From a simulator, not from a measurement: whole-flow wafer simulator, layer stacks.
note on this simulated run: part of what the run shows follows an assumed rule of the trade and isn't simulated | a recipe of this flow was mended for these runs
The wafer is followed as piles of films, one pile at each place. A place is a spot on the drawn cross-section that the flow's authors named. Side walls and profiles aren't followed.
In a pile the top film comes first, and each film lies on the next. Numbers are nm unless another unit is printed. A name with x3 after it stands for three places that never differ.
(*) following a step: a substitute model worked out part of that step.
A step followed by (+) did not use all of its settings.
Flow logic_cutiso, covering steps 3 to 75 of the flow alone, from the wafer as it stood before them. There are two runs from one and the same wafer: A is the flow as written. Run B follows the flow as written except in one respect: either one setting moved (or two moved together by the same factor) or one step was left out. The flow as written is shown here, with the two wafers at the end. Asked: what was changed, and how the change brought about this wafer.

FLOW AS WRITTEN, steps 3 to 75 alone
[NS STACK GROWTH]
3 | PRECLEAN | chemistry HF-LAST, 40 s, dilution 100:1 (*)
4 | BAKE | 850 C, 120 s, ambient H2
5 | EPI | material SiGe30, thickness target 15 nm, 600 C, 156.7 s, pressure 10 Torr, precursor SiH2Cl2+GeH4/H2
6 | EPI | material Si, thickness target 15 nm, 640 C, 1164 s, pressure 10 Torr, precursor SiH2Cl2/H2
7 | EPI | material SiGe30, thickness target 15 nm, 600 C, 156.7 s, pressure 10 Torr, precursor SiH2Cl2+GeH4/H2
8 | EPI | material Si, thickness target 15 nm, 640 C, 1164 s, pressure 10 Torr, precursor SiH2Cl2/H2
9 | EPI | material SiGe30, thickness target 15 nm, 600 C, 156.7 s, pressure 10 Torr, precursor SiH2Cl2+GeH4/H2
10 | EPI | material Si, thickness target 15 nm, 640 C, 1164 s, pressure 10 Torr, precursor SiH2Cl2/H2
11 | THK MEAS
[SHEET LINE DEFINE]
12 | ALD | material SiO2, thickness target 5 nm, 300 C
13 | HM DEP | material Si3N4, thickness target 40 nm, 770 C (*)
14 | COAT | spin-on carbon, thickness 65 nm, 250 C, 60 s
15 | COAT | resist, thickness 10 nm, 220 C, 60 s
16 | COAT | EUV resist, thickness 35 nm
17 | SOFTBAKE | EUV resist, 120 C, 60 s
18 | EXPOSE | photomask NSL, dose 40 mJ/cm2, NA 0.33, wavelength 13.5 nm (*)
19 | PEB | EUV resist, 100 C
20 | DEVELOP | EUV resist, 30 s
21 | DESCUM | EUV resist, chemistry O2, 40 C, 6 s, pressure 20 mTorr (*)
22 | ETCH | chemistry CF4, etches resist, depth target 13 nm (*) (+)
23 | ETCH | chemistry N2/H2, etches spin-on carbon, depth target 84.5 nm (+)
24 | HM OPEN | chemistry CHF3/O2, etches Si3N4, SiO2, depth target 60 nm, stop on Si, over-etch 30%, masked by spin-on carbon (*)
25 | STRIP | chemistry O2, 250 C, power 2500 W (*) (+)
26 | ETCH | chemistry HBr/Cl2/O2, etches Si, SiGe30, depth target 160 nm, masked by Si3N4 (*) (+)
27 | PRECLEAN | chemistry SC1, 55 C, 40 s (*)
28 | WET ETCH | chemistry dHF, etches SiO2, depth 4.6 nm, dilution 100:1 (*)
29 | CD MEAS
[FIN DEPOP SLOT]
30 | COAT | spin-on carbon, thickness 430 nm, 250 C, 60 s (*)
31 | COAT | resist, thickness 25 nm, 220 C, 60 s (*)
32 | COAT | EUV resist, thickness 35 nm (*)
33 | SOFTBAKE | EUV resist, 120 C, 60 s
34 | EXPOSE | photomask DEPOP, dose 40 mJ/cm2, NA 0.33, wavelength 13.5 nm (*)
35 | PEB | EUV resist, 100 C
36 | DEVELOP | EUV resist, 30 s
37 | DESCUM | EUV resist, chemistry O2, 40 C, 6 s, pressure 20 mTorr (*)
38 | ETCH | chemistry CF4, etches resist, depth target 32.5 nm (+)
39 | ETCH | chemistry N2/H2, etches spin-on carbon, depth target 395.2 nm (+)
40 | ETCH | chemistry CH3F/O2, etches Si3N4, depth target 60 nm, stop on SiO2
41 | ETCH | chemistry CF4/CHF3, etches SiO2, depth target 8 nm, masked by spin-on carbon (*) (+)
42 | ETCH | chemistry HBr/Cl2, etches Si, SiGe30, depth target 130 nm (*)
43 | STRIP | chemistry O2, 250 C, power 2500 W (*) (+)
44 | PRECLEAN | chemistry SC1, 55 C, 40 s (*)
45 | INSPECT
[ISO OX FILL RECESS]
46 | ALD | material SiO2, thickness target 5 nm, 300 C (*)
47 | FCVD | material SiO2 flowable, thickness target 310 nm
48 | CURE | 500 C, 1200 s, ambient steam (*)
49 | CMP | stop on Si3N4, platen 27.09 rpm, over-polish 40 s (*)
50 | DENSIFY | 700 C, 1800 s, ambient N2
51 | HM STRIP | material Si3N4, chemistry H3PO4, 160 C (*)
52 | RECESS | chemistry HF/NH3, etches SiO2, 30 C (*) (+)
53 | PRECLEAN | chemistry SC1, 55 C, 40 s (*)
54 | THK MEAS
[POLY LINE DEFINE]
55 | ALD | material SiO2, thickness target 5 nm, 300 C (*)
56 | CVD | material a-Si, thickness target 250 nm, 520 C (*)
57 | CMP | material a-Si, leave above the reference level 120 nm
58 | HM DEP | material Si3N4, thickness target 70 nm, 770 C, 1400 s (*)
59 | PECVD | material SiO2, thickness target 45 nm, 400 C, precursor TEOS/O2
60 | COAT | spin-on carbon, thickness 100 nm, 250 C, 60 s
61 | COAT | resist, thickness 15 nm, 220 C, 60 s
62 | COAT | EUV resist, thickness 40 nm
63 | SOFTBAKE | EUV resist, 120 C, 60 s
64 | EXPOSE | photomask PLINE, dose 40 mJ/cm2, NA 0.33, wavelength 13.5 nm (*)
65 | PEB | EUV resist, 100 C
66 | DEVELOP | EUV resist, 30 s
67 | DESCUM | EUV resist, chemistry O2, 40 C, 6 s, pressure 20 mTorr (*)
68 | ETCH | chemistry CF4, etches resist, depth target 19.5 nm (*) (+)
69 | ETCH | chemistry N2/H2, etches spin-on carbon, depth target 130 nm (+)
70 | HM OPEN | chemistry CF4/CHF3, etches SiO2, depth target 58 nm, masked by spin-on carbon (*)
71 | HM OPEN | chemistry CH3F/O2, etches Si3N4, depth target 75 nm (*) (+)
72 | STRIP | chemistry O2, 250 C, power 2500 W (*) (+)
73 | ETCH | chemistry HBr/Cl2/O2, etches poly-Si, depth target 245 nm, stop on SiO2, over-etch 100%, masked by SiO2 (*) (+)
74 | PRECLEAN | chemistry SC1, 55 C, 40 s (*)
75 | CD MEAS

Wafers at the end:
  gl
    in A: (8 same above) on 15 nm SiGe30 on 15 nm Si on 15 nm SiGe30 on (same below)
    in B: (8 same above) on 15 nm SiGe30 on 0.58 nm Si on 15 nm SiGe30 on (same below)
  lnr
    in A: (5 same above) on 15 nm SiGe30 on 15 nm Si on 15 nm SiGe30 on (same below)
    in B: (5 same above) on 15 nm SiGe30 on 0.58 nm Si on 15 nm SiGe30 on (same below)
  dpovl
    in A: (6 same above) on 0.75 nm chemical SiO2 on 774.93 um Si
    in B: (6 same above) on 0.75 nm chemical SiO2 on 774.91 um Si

What caused this: step 6, EPI: 580 C was run, though the flow has 640 C.

The path from the change to this, step by step:
  6 | EPI | material Si, thickness target 15 nm, 640 C, 1164 s, pressure 10 Torr, precursor SiH2Cl2/H2
      depop, dpovl, gfld and 19 more: A Si gains 15 (new film) | B Si gains 0.58 (new film)
  26 | ETCH | chemistry HBr/Cl2/O2, etches Si, SiGe30, depth target 160 nm, masked by Si3N4 (*) (+)
      dpovl, gfld, gxf, iso, isow, lnri, nsgap: A chemical SiO2 loses 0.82 (all of it), Si loses 12 (all of it), SiGe30 loses 15 (all of it), Si loses 15 (all of it), SiGe30 loses 15 (all of it), Si loses 15 (all of it), SiGe30 loses 15 (all of it), Si loses 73 | B chemical SiO2 loses 0.82 (all of it), Si loses 12 (all of it), SiGe30 loses 15 (all of it), Si loses 15 (all of it), SiGe30 loses 15 (all of it), Si loses 0.58 (all of it), SiGe30 loses 15 (all of it), Si loses 87.4
  42 | ETCH | chemistry HBr/Cl2, etches Si, SiGe30, depth target 130 nm (*)
      depop: A Si loses 13.8 (all of it), SiGe30 loses 15 (all of it), Si loses 15 (all of it), SiGe30 loses 15 (all of it), Si loses 15 (all of it), SiGe30 loses 15 (all of it), Si loses 41.2 | B Si loses 13.8 (all of it), SiGe30 loses 15 (all of it), Si loses 15 (all of it), SiGe30 loses 15 (all of it), Si loses 0.58 (all of it), SiGe30 loses 15 (all of it), Si loses 55.6
